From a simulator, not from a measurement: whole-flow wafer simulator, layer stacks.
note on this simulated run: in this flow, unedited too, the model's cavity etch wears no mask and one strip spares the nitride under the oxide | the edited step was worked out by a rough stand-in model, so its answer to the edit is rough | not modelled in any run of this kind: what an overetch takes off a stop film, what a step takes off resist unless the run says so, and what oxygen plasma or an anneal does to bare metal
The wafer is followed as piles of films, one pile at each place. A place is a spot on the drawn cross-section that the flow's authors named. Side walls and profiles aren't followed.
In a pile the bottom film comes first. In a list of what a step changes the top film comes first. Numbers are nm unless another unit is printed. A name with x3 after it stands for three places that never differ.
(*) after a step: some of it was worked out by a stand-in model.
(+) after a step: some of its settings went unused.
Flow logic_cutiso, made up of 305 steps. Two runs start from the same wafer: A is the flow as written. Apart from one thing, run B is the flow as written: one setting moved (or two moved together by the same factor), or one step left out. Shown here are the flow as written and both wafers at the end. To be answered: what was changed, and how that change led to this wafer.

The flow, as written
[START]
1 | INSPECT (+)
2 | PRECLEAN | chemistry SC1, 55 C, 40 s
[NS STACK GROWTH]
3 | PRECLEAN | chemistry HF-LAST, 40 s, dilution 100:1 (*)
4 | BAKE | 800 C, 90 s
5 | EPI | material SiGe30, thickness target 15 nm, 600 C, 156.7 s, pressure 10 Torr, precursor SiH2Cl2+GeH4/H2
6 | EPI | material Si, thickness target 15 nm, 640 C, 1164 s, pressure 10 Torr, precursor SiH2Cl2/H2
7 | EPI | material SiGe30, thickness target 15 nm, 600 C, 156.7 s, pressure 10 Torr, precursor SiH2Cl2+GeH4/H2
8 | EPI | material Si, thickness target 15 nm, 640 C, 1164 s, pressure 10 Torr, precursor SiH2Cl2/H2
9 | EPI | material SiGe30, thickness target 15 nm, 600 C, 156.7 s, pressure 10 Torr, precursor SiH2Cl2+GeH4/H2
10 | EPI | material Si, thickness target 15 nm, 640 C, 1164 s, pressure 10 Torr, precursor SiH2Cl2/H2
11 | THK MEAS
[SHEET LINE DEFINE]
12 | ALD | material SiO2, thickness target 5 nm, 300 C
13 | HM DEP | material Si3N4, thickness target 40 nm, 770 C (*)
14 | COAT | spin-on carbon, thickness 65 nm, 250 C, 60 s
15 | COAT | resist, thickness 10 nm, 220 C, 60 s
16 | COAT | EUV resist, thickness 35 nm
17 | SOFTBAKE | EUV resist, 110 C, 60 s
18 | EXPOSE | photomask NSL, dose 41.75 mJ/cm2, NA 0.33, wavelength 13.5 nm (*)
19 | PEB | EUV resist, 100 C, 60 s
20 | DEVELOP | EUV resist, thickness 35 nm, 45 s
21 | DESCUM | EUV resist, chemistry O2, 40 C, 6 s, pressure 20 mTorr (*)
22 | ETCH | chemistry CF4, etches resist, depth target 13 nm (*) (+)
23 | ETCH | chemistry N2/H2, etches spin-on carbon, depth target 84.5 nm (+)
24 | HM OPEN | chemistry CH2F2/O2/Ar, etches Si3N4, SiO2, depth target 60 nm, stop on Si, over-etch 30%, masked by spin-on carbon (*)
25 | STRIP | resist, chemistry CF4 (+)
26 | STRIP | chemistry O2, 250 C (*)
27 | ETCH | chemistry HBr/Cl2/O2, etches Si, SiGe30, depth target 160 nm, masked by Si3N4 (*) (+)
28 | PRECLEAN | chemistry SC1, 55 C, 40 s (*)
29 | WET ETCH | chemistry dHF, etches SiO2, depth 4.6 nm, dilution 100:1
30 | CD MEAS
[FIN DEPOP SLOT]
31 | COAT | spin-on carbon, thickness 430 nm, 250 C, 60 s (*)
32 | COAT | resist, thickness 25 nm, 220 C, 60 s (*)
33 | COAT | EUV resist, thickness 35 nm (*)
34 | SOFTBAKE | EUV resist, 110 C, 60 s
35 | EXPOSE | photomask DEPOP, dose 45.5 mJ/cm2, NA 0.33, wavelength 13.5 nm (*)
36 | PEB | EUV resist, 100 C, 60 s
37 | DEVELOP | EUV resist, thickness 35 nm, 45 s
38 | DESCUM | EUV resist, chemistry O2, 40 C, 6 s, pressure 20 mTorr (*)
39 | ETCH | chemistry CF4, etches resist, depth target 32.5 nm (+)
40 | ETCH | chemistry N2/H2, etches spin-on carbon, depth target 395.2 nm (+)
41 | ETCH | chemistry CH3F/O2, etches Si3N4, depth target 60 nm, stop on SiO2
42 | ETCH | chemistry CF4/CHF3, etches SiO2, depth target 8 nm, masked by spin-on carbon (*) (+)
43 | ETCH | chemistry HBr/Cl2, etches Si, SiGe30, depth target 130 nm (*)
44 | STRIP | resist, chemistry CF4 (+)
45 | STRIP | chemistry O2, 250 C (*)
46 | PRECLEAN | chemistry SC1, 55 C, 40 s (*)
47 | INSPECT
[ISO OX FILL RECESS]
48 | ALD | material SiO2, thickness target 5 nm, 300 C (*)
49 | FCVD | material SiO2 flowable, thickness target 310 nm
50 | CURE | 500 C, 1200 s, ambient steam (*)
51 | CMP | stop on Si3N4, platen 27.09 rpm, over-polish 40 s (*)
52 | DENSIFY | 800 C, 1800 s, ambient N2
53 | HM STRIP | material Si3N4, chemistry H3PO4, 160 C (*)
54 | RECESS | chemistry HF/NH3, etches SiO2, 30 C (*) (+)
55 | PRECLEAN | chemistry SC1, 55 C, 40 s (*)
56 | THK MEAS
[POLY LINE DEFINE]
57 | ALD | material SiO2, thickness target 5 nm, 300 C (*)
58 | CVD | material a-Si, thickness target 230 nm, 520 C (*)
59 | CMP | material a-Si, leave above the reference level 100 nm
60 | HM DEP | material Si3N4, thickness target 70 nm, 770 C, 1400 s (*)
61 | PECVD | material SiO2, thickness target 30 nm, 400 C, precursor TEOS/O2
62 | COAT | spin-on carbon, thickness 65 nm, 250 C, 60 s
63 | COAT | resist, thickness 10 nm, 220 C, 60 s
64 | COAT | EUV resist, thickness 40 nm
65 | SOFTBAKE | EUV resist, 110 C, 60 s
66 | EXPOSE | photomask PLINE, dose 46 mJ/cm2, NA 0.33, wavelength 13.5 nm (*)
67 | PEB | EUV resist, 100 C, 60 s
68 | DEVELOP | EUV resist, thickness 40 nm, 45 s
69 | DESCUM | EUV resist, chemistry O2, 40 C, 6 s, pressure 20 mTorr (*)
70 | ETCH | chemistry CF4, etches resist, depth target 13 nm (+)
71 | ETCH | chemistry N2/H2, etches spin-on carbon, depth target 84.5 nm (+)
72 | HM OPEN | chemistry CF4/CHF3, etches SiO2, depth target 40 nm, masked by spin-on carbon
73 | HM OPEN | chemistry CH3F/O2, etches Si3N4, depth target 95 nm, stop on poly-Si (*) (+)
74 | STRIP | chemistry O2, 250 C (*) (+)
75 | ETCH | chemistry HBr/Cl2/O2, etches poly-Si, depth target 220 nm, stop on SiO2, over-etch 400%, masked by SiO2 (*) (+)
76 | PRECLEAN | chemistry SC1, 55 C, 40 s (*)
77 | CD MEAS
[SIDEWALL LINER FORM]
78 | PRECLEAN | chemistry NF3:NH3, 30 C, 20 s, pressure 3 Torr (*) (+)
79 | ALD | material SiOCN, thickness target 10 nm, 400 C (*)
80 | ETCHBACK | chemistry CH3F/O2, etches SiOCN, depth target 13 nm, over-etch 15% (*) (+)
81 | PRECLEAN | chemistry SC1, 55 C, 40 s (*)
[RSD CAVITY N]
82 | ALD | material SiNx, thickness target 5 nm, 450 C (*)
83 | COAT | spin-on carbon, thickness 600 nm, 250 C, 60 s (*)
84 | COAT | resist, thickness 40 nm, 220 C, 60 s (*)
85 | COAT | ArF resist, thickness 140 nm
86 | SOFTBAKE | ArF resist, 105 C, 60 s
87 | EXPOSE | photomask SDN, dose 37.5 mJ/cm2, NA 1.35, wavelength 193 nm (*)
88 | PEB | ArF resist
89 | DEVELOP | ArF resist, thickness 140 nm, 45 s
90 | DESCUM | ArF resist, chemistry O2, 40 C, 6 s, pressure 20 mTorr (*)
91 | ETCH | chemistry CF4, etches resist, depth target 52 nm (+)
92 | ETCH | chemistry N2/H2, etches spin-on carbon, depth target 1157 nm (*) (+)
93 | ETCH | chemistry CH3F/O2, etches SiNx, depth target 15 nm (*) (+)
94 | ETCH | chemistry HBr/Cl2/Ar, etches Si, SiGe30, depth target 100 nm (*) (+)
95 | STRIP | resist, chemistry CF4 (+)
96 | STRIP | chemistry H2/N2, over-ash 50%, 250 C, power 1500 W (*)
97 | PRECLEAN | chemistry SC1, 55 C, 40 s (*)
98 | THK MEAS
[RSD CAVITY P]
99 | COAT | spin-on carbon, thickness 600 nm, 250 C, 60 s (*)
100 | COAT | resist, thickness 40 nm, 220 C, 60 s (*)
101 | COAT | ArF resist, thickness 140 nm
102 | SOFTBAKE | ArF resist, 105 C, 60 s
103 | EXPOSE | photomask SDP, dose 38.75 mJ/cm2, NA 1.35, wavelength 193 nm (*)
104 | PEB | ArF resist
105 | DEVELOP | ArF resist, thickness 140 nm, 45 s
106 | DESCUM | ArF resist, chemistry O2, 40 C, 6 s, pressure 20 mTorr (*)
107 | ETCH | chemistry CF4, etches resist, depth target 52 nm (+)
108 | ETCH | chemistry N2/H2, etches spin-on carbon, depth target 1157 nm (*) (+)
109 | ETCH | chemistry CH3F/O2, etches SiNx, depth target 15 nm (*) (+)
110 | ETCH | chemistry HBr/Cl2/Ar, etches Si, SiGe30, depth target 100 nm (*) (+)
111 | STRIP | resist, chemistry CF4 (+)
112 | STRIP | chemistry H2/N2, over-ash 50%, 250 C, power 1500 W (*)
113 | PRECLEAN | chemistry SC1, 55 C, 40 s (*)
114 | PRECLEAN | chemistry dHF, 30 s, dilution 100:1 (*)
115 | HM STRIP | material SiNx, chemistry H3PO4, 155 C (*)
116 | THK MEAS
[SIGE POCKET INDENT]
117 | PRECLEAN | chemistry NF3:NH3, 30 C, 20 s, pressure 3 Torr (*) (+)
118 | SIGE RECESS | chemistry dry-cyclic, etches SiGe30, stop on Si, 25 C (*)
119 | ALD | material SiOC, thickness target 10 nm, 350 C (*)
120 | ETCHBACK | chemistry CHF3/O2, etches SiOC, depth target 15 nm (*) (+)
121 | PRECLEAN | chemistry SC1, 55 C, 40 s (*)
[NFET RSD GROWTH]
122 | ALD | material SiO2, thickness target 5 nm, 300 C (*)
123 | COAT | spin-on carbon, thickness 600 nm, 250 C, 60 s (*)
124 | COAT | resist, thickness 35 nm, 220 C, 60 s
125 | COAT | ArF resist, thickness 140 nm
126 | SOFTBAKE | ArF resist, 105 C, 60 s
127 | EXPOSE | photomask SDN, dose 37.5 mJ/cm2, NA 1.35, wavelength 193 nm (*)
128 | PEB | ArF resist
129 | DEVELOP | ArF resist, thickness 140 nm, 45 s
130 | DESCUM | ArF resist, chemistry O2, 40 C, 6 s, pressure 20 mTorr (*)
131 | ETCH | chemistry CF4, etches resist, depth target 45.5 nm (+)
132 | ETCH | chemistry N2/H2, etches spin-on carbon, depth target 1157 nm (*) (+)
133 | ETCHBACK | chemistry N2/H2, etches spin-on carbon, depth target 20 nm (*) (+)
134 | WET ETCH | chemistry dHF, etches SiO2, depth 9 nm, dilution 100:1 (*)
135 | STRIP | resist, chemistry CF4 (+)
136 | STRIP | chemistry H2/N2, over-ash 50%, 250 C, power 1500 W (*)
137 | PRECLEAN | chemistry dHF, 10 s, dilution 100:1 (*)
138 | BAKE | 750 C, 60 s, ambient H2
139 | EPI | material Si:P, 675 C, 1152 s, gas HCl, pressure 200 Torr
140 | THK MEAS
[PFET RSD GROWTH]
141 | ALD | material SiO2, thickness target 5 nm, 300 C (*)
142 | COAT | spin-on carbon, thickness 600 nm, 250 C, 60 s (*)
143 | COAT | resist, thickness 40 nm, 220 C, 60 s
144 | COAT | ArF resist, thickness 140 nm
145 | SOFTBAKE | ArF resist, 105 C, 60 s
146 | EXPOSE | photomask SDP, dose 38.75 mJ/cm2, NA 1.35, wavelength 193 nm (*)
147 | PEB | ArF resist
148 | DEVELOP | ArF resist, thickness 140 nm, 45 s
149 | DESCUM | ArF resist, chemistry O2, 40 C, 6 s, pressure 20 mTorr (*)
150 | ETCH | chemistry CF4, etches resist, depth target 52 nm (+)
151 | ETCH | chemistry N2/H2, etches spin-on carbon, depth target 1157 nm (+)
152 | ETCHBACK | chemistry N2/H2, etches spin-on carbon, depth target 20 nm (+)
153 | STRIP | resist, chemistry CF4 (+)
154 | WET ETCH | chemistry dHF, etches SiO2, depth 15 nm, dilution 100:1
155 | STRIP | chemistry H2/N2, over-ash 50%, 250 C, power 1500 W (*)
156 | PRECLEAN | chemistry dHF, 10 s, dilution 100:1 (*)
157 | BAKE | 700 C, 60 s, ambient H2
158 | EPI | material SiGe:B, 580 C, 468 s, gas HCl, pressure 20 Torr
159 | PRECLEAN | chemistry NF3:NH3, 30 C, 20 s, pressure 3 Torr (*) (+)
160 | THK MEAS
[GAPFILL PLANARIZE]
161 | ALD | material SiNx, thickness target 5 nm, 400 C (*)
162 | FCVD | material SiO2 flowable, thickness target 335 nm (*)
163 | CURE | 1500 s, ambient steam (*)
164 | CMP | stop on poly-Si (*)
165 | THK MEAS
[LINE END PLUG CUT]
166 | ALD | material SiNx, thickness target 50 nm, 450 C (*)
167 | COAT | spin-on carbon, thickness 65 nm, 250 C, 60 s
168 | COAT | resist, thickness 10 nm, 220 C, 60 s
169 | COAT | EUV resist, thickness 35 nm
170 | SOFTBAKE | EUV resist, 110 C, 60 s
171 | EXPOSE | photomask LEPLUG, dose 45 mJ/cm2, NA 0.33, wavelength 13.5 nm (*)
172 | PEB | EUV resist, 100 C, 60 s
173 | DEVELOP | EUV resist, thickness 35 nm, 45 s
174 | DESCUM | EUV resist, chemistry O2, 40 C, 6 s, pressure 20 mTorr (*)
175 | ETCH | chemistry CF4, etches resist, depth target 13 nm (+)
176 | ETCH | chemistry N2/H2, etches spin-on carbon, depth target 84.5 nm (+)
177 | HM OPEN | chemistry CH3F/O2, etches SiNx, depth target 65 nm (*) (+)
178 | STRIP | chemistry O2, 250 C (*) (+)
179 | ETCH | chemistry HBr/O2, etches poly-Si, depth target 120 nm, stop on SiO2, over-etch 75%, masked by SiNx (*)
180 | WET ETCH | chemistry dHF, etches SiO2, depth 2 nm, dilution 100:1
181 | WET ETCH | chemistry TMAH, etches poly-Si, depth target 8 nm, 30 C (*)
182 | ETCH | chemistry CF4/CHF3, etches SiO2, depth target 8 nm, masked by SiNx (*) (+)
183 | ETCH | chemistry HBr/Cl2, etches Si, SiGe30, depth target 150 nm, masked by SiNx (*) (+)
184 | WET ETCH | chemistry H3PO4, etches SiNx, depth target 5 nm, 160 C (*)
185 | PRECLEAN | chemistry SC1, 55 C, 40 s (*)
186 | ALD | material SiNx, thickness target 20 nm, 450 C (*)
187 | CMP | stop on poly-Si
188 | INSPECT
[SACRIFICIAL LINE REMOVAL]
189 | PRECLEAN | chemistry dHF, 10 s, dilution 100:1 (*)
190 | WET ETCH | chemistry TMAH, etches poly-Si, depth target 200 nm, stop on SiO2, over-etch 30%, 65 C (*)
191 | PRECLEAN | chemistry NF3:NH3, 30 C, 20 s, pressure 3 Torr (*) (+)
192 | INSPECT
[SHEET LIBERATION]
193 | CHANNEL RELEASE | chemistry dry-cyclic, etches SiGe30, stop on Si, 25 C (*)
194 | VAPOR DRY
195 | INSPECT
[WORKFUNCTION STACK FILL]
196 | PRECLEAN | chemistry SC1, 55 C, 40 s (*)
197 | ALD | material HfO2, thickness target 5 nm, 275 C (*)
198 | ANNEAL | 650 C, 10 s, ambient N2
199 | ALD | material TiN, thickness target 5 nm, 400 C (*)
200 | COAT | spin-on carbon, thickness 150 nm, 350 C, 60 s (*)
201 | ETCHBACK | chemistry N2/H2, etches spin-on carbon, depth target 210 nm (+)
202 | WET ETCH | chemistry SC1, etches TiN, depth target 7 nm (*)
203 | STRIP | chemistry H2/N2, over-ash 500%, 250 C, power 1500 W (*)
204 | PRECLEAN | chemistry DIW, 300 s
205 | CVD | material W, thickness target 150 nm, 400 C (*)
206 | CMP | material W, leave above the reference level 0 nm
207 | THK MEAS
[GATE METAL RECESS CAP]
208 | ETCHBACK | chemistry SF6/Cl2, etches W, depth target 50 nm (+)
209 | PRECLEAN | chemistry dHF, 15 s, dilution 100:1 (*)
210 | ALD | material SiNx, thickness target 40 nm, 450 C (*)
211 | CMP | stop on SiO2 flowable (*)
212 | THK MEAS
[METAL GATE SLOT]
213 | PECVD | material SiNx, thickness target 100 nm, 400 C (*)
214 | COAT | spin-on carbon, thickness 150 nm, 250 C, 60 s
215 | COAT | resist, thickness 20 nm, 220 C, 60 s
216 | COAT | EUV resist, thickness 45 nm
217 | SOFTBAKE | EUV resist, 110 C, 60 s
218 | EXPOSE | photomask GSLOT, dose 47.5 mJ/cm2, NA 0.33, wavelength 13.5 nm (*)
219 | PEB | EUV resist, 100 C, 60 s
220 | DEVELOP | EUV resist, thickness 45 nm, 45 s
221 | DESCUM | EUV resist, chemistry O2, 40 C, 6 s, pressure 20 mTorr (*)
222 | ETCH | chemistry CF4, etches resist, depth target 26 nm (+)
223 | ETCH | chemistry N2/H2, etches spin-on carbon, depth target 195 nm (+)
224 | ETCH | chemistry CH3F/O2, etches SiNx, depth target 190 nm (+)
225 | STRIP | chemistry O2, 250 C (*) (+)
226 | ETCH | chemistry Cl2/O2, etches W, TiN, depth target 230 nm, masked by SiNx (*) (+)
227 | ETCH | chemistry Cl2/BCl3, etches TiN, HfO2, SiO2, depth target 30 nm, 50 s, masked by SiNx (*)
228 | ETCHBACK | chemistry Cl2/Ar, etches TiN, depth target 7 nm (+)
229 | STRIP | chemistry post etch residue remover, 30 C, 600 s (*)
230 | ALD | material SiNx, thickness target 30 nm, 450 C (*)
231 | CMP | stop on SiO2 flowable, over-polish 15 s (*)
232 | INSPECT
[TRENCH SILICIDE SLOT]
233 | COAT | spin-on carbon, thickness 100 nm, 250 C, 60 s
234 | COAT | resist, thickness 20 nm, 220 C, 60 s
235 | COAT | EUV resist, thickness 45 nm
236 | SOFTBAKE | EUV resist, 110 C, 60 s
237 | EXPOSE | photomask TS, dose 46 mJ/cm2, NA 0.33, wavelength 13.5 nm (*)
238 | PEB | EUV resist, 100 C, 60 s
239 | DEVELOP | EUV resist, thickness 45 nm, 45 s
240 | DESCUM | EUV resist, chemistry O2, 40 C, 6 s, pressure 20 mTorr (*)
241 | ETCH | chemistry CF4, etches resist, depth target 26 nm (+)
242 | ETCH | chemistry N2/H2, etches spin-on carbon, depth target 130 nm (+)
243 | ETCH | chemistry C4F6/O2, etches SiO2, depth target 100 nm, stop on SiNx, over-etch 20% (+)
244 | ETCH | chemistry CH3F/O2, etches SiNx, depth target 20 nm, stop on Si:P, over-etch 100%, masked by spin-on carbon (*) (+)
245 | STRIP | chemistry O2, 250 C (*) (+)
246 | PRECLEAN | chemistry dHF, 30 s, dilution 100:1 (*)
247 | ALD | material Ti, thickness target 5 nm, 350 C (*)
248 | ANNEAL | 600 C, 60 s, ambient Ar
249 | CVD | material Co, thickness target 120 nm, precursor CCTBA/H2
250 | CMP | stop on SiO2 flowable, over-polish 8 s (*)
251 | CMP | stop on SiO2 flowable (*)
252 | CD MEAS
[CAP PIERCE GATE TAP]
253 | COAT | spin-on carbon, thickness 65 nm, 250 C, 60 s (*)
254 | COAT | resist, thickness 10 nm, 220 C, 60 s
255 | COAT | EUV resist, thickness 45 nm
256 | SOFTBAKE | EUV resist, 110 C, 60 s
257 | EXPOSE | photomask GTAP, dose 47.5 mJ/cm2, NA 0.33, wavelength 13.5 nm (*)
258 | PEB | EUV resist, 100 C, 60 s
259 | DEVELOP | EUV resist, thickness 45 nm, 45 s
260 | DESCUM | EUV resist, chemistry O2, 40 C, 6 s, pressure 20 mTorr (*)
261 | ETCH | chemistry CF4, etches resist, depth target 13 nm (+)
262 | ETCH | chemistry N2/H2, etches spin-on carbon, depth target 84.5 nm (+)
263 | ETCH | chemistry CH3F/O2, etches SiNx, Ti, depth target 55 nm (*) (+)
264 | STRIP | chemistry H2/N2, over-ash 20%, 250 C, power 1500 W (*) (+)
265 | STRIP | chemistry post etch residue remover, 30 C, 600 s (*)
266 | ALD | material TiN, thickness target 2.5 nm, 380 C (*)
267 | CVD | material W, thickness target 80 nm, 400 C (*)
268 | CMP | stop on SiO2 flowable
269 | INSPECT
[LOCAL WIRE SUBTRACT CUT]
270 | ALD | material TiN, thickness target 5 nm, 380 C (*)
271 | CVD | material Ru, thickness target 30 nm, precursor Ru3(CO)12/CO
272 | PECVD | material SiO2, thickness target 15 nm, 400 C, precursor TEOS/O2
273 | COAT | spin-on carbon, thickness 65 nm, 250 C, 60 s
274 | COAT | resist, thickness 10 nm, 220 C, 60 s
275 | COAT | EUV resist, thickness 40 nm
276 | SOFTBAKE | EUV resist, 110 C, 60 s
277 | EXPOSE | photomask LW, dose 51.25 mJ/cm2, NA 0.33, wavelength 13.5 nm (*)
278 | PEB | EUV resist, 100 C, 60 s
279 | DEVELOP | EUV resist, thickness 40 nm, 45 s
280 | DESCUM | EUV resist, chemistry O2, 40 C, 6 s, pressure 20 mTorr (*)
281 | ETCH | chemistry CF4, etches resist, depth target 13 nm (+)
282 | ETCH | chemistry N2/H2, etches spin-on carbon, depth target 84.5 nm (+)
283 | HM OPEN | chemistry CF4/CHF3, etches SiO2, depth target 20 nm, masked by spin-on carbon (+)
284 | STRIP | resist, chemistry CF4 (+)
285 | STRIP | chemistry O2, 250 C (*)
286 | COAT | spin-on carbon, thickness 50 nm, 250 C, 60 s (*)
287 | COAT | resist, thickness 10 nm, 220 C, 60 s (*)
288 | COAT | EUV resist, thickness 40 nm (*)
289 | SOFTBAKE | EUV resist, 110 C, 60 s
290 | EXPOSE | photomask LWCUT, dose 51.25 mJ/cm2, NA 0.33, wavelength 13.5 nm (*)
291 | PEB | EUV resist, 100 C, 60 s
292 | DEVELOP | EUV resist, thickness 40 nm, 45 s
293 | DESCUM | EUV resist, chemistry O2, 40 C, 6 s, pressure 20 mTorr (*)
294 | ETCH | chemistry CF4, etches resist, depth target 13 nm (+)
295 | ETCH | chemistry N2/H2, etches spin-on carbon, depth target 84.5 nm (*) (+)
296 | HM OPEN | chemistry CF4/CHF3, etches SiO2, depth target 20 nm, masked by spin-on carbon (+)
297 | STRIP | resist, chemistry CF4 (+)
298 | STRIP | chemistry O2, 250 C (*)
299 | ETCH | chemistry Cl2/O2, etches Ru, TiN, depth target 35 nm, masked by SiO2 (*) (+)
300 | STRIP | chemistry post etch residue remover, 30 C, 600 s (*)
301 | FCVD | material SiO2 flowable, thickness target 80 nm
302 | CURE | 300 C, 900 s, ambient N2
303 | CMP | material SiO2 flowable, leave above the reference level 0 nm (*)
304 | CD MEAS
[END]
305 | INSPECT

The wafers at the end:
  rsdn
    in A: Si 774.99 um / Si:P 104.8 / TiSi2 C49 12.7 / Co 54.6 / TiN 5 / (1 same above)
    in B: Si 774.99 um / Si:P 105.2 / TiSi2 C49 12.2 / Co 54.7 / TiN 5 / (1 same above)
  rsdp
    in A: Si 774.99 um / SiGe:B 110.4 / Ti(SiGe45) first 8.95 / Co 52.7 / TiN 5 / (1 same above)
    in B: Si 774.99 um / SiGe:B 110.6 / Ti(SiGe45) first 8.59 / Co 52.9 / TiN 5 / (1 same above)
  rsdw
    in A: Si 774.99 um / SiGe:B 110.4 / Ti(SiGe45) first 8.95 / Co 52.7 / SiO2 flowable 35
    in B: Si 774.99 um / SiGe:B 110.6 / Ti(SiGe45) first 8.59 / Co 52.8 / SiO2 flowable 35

What caused this: step 247, ALD: thickness target 4.8 nm was run, whereas the flow has thickness target 5 nm.

Step by step, how the change led to this:
  250 | CMP | stop on SiO2 flowable, over-polish 8 s (*)
      rsdx: A Co loses 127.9 (all of it) | B Co loses 127.6
